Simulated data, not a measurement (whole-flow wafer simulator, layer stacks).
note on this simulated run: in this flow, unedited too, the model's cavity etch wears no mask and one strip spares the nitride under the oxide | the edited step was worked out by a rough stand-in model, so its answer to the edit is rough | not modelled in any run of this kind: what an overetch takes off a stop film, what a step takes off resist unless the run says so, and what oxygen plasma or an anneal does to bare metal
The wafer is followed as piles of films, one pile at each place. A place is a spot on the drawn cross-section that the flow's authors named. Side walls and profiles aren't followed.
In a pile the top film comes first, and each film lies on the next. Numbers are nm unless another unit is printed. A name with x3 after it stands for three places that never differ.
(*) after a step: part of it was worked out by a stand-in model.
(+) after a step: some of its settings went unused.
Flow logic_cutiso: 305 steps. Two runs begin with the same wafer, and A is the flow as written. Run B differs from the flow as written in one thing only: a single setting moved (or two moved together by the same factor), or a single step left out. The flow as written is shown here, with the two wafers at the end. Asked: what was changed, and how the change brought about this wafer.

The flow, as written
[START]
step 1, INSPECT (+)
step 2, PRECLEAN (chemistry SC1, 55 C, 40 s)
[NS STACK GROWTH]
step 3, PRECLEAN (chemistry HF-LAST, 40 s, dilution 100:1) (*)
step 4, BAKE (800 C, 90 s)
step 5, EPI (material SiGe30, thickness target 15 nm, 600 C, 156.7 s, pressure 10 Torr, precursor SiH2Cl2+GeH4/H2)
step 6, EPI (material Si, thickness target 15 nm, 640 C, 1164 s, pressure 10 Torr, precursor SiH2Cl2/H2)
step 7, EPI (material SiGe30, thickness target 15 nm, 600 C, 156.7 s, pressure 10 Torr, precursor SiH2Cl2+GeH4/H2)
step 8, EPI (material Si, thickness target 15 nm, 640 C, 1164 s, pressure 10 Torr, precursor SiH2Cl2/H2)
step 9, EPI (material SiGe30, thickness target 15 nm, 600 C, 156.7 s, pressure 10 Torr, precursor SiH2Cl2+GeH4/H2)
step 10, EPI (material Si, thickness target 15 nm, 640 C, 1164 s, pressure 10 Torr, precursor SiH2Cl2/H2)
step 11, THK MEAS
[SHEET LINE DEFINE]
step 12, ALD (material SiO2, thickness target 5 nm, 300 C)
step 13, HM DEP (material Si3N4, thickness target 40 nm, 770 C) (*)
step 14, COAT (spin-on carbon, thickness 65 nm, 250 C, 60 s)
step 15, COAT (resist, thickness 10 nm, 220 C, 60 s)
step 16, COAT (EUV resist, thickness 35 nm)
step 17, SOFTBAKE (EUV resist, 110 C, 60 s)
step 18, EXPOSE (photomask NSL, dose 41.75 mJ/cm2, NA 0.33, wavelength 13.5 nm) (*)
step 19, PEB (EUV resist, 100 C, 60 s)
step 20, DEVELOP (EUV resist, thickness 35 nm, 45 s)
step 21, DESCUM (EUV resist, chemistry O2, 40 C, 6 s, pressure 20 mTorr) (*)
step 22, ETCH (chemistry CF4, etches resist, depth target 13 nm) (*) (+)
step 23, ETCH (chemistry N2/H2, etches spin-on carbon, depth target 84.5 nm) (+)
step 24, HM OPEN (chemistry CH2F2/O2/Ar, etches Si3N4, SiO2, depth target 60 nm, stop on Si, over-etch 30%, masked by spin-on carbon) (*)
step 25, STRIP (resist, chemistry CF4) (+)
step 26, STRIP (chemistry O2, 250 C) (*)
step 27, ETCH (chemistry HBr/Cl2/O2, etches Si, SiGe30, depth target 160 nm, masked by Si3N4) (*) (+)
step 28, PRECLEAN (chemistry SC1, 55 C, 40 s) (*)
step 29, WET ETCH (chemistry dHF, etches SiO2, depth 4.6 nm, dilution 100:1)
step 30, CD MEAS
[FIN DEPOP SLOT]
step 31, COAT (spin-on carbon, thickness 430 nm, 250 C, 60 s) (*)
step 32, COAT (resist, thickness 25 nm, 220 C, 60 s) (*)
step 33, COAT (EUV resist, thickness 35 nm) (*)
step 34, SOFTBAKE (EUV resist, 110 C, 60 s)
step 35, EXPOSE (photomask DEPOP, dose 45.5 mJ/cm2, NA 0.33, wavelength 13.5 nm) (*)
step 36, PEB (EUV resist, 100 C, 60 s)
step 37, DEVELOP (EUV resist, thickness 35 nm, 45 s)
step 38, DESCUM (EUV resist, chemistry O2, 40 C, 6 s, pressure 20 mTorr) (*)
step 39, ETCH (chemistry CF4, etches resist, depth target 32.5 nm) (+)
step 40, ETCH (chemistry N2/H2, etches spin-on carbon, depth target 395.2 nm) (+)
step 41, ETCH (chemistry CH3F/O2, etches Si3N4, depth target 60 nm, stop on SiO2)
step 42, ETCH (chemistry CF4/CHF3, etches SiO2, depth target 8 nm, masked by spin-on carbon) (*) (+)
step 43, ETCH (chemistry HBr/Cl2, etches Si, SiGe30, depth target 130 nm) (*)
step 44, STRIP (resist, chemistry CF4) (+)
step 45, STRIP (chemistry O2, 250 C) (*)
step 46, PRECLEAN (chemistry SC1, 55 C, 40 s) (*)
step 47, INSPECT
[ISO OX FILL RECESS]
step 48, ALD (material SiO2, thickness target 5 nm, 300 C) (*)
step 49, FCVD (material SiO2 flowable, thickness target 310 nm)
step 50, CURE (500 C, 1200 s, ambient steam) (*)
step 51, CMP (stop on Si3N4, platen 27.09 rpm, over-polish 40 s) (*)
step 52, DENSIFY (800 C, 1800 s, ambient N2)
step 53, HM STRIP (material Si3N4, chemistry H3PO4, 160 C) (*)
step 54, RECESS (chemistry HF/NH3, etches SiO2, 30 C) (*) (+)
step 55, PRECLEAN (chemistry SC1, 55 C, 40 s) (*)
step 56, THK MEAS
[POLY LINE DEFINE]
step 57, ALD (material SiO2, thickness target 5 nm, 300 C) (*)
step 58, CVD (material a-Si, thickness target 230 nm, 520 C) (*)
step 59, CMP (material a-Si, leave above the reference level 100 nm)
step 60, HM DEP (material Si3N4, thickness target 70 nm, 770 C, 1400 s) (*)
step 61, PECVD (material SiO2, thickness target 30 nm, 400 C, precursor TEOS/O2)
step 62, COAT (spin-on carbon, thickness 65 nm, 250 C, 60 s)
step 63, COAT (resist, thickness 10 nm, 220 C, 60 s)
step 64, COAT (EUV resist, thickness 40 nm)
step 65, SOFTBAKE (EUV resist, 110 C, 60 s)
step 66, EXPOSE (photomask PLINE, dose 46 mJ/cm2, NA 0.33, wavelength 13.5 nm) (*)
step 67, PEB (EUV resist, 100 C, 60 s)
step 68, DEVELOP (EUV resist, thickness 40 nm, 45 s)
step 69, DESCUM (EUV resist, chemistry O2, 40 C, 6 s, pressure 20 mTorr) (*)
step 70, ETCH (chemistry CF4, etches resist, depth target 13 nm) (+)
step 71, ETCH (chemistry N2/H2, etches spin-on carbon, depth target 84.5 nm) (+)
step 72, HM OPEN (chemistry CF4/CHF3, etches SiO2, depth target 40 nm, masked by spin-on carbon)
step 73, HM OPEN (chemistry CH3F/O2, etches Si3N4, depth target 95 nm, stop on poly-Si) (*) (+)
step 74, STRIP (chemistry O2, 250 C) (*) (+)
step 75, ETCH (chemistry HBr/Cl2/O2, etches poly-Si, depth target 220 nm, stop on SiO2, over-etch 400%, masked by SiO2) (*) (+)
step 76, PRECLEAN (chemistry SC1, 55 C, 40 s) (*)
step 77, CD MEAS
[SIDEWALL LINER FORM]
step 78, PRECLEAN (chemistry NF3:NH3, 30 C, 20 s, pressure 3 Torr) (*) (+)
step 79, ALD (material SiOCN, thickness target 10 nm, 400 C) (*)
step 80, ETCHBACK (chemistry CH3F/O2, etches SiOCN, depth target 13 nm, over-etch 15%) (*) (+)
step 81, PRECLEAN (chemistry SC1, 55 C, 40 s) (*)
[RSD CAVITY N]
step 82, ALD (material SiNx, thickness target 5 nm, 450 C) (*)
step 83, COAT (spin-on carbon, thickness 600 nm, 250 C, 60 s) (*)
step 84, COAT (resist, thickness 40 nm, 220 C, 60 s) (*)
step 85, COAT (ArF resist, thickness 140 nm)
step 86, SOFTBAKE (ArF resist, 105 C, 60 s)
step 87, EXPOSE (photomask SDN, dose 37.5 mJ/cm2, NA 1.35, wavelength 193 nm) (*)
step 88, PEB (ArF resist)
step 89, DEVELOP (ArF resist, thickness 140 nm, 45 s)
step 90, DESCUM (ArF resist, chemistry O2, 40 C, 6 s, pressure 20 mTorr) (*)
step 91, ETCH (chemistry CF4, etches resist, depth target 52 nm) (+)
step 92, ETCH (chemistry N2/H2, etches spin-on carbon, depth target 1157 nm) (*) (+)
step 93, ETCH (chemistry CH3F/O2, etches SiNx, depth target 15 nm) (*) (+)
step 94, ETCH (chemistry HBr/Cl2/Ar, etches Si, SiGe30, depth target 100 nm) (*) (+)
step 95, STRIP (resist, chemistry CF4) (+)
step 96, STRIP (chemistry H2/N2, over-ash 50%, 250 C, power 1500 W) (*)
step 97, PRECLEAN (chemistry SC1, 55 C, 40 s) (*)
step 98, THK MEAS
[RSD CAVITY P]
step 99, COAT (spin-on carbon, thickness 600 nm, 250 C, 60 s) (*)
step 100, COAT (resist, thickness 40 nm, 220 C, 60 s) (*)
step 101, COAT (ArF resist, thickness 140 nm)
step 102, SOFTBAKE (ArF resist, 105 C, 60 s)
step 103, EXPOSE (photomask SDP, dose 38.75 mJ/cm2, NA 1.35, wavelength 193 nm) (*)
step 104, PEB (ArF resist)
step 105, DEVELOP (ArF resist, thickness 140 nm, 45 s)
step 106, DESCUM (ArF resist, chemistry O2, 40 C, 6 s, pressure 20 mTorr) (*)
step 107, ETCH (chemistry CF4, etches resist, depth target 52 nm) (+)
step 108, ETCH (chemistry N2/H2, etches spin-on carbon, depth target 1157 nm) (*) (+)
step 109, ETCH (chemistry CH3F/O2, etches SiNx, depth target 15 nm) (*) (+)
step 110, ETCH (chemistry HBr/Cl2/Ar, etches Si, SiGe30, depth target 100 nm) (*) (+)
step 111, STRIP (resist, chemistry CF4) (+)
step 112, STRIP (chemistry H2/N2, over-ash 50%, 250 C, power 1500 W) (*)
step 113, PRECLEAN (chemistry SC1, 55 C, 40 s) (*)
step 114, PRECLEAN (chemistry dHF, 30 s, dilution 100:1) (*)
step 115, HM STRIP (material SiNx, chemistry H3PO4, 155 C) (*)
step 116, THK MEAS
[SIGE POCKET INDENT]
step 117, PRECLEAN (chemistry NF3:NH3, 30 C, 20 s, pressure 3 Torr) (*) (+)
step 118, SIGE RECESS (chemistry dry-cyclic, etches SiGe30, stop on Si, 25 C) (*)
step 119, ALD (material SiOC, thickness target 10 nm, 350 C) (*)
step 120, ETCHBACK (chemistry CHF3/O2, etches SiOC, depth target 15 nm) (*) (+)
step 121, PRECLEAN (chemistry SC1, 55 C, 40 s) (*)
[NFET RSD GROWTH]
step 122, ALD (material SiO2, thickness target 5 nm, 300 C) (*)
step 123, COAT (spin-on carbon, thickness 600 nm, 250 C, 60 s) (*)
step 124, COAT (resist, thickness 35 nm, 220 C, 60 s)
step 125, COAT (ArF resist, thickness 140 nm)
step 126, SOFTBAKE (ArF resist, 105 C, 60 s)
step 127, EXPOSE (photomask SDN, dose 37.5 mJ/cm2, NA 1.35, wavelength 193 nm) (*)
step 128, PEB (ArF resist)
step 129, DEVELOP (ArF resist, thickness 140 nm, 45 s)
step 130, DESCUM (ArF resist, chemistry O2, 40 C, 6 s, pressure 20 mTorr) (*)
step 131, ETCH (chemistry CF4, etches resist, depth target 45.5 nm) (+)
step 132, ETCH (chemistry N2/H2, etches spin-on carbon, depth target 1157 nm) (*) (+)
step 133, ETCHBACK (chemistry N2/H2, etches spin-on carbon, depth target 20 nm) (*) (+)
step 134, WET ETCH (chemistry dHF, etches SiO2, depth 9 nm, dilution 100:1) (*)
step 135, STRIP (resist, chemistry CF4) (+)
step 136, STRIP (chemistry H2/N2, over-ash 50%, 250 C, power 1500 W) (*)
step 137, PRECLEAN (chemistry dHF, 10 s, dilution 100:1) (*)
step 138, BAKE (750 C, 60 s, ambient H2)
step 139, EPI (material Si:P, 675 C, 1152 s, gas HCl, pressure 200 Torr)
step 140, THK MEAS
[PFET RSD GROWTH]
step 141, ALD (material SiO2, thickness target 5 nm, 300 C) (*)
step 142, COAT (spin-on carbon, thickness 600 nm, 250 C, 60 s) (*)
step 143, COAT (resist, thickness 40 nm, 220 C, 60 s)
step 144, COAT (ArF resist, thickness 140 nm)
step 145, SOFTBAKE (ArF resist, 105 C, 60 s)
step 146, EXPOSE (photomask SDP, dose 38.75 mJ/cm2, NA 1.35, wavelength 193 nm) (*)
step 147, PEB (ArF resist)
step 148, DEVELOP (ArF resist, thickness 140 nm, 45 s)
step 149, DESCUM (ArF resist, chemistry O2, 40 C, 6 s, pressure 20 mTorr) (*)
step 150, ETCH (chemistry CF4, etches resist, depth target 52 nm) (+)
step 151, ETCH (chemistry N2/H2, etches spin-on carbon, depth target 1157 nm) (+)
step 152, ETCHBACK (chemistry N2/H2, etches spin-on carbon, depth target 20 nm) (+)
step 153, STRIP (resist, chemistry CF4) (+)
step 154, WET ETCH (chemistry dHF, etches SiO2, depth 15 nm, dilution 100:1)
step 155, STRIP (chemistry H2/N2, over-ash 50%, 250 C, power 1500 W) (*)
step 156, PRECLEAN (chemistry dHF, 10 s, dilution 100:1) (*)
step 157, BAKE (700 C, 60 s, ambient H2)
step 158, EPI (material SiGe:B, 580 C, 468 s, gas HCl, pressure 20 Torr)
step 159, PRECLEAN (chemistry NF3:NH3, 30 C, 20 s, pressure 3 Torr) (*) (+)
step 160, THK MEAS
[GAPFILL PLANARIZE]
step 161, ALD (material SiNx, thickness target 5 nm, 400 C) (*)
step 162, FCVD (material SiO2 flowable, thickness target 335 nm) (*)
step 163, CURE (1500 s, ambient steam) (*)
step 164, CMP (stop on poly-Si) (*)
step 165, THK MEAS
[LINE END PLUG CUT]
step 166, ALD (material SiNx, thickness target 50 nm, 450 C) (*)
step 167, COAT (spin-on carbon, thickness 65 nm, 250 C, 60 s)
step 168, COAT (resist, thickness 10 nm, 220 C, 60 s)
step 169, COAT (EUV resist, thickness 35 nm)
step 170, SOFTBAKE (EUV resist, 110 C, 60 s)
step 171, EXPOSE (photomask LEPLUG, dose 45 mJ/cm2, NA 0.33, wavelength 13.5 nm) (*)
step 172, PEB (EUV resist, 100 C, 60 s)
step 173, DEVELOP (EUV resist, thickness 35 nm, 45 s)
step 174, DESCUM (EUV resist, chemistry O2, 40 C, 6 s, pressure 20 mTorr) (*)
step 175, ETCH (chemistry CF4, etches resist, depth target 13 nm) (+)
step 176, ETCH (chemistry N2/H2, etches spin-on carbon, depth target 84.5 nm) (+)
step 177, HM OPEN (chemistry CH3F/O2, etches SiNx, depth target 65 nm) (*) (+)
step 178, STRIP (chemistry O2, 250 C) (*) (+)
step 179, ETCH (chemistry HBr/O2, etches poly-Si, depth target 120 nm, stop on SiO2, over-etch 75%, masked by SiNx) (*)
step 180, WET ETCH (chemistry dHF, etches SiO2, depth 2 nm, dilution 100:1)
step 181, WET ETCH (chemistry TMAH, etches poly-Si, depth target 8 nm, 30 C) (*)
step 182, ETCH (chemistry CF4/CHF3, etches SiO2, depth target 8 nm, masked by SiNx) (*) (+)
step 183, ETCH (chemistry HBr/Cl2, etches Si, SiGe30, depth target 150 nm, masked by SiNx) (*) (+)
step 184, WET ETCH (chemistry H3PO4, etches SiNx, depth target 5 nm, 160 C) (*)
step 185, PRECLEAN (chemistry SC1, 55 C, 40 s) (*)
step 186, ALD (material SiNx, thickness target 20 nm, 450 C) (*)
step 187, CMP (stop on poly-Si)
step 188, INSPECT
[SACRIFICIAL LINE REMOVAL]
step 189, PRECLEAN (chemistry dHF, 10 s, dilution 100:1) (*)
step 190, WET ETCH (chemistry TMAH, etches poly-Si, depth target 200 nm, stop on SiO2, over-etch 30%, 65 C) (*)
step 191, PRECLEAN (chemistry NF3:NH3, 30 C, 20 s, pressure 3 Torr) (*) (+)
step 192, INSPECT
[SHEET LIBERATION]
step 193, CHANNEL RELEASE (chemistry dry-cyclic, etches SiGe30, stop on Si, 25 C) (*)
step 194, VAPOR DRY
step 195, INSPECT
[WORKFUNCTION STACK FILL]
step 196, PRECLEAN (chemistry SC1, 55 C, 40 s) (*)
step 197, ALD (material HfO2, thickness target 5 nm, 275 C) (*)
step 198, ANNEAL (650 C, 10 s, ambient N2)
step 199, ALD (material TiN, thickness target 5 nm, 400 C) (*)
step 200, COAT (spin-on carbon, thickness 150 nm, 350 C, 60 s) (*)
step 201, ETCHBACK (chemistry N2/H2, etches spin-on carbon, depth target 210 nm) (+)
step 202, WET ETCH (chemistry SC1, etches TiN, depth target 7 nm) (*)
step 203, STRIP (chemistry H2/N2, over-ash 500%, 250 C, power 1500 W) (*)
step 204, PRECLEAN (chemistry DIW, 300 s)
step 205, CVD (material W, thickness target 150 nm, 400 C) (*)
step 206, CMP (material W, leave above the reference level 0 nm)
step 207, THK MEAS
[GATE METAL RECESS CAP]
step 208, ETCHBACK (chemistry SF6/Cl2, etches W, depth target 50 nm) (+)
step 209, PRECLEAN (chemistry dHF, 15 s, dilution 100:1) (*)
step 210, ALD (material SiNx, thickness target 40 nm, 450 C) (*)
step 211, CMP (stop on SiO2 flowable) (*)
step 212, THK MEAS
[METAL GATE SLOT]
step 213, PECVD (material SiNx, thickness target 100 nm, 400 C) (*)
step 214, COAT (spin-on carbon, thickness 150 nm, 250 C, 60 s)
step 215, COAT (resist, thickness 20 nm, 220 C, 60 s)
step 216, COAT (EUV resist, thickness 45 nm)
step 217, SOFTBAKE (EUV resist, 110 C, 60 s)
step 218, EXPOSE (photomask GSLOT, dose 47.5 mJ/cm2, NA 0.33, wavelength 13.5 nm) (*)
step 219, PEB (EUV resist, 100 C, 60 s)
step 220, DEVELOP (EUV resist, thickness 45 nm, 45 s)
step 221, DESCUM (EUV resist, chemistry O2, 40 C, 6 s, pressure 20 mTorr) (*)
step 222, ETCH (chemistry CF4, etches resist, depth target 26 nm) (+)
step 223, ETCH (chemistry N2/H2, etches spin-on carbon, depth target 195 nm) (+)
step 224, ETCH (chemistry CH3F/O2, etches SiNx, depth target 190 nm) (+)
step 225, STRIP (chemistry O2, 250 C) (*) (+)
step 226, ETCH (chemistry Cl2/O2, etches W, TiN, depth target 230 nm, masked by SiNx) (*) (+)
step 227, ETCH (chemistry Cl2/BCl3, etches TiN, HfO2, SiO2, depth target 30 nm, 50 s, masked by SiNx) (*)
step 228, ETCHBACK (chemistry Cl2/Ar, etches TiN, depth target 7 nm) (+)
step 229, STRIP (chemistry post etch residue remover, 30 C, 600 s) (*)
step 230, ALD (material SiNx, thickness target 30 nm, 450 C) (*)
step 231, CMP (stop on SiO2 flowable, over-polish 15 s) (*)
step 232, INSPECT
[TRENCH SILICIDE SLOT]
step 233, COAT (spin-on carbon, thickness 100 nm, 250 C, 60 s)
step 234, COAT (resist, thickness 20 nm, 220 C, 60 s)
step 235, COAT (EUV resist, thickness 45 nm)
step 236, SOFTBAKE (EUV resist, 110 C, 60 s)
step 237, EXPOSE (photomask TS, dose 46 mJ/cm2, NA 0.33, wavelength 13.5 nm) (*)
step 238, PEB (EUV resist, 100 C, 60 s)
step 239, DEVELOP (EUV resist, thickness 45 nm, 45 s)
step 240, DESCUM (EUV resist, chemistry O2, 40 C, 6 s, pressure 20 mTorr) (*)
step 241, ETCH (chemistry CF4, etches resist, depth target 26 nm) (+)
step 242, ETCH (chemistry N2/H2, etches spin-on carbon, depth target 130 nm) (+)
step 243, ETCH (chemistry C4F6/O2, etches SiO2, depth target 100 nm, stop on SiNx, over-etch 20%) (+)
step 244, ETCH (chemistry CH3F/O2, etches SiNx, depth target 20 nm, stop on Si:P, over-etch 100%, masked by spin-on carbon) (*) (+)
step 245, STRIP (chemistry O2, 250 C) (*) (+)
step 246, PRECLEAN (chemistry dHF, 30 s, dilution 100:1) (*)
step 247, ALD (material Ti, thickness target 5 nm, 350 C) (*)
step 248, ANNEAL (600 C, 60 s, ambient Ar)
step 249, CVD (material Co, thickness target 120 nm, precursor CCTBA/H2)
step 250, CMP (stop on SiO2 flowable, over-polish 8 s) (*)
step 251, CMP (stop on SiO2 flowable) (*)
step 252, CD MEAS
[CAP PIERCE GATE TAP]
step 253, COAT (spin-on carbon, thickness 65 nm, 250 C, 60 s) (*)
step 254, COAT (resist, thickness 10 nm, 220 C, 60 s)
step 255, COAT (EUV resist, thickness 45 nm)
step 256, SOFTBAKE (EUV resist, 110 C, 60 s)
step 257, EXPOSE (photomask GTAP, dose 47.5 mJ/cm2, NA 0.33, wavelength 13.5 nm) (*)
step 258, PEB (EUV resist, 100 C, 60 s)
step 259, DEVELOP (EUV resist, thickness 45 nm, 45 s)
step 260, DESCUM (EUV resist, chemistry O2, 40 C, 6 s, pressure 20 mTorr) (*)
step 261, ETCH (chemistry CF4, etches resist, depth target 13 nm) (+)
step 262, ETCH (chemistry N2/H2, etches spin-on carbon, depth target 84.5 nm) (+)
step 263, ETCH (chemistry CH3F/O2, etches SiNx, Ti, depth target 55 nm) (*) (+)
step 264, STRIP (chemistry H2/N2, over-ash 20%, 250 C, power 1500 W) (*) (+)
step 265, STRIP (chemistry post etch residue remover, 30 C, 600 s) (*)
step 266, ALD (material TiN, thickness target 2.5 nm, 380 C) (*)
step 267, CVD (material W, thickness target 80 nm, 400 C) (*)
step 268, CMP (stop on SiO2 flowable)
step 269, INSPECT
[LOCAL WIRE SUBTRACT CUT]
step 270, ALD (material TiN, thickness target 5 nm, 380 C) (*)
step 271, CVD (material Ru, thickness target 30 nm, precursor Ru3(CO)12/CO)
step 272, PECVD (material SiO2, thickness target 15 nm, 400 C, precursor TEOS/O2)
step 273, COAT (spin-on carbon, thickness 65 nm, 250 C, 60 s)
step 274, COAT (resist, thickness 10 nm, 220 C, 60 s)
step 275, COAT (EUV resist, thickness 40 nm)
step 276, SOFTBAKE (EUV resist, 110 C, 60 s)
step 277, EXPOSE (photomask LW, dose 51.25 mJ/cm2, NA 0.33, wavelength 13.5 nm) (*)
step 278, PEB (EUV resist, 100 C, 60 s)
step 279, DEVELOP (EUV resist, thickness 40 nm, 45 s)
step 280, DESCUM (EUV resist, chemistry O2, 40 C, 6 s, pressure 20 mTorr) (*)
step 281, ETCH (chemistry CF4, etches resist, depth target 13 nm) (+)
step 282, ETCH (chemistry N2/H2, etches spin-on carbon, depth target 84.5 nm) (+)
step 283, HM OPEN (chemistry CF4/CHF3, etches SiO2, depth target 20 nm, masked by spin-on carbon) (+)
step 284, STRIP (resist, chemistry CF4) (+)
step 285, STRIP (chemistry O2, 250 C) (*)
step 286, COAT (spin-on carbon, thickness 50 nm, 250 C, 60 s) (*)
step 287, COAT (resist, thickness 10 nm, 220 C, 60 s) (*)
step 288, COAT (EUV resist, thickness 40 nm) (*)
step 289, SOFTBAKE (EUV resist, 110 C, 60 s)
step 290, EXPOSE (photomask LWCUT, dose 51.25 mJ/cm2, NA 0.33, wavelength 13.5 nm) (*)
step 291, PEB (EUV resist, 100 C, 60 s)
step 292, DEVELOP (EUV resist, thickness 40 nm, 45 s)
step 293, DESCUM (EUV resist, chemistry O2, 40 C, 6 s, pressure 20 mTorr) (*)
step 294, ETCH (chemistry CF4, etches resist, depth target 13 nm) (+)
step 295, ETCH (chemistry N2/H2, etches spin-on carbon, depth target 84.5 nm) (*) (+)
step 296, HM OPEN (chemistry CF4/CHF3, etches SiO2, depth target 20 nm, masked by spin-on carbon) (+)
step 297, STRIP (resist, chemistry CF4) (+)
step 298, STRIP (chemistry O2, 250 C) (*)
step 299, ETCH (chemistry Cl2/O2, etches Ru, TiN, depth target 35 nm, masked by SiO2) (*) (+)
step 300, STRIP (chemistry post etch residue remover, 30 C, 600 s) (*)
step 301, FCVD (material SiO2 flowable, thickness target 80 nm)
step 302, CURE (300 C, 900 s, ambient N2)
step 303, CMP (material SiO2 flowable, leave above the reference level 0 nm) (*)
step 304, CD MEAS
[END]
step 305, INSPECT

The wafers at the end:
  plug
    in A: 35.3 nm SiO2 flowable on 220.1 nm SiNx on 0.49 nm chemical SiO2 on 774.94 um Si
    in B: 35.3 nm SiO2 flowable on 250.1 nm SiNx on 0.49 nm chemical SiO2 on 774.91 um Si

Cause: step 183, ETCH: depth target 180 nm was run, though the flow has depth target 150 nm.

The path from the change to this, step by step:
  step 183, ETCH (chemistry HBr/Cl2, etches Si, SiGe30, depth target 150 nm, masked by SiNx) (*) (+)
      depop, dpovl, gfld and 18 more: A SiNx loses 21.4 | B SiNx loses 25.7
      plug: A Si loses 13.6 (all of it), SiGe30 loses 15 (all of it), Si loses 15 (all of it), SiGe30 loses 15 (all of it), Si loses 15 (all of it), SiGe30 loses 15 (all of it), Si loses 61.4 | B Si loses 13.6 (all of it), SiGe30 loses 15 (all of it), Si loses 15 (all of it), SiGe30 loses 15 (all of it), Si loses 15 (all of it), SiGe30 loses 15 (all of it), Si loses 91.4
  step 186, ALD (material SiNx, thickness target 20 nm, 450 C) (*)
      plug: A SiNx gains 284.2 (new film) | B SiNx gains 309.9 (new film)
  step 187, CMP (stop on poly-Si)
      depop, dpovl, gfld and 18 more: A SiNx loses 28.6 (all of it) | B SiNx loses 24.3 (all of it)
      plug: A SiNx loses 28.6 | B SiNx loses 24.3
